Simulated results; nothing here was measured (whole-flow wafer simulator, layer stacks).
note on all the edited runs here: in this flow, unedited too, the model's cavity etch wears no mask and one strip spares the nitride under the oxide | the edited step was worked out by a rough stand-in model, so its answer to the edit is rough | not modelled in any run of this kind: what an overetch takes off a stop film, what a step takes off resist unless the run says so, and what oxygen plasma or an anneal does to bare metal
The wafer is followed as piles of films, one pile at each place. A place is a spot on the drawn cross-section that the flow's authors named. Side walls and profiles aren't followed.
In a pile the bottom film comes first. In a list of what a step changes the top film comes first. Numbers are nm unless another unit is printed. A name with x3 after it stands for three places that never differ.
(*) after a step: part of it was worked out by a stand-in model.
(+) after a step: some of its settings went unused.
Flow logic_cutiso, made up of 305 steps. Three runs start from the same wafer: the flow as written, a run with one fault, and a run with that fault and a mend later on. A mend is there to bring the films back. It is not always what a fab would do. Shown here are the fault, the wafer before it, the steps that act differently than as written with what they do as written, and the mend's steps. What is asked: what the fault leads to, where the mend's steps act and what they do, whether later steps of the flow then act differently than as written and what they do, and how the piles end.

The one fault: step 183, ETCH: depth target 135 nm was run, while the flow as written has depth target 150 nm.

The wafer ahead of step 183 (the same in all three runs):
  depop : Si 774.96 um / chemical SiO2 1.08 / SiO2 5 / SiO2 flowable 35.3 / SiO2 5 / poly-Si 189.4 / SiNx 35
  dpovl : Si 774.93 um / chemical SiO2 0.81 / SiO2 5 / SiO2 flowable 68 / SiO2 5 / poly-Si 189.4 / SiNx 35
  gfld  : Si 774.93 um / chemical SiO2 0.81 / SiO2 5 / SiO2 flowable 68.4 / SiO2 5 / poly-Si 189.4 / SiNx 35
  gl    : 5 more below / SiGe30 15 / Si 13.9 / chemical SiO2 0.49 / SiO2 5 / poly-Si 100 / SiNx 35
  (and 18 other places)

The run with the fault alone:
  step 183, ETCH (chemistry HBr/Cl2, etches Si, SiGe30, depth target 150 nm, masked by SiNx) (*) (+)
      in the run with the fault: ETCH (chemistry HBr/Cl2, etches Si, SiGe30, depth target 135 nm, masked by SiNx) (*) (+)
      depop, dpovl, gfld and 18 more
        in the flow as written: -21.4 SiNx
        in the run with the fault: -19.3 SiNx
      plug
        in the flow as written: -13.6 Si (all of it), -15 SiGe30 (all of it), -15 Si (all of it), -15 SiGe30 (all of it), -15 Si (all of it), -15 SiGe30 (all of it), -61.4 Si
        in the run with the fault: -13.6 Si (all of it), -15 SiGe30 (all of it), -15 Si (all of it), -15 SiGe30 (all of it), -15 Si (all of it), -15 SiGe30 (all of it), -46.4 Si
  Later steps of the flow acting differently than as written:
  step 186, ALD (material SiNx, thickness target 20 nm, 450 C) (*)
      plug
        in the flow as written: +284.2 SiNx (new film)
        in the run with the fault: +271.3 SiNx (new film)
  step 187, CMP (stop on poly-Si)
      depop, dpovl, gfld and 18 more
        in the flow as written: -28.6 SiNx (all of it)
        in the run with the fault: -30.7 SiNx (all of it)
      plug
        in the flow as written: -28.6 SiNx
        in the run with the fault: -30.7 SiNx
  At plug, the piles at the end differ from the flow's by more than 2% or 0.5 nm, whichever is larger.
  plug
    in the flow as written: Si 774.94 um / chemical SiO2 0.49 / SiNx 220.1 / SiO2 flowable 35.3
    in the run with the fault: Si 774.95 um / chemical SiO2 0.49 / SiNx 205.1 / SiO2 flowable 35.3

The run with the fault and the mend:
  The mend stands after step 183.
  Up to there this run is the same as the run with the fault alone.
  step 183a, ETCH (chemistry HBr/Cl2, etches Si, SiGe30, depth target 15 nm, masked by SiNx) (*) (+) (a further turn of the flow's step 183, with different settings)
      depop, dpovl, gfld and 18 more
        -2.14 SiNx
      plug
        -15 Si
  Every later step of the flow that is run acts as written at every place that is followed.
  At every place that both follow, the piles at the end match the flow's.
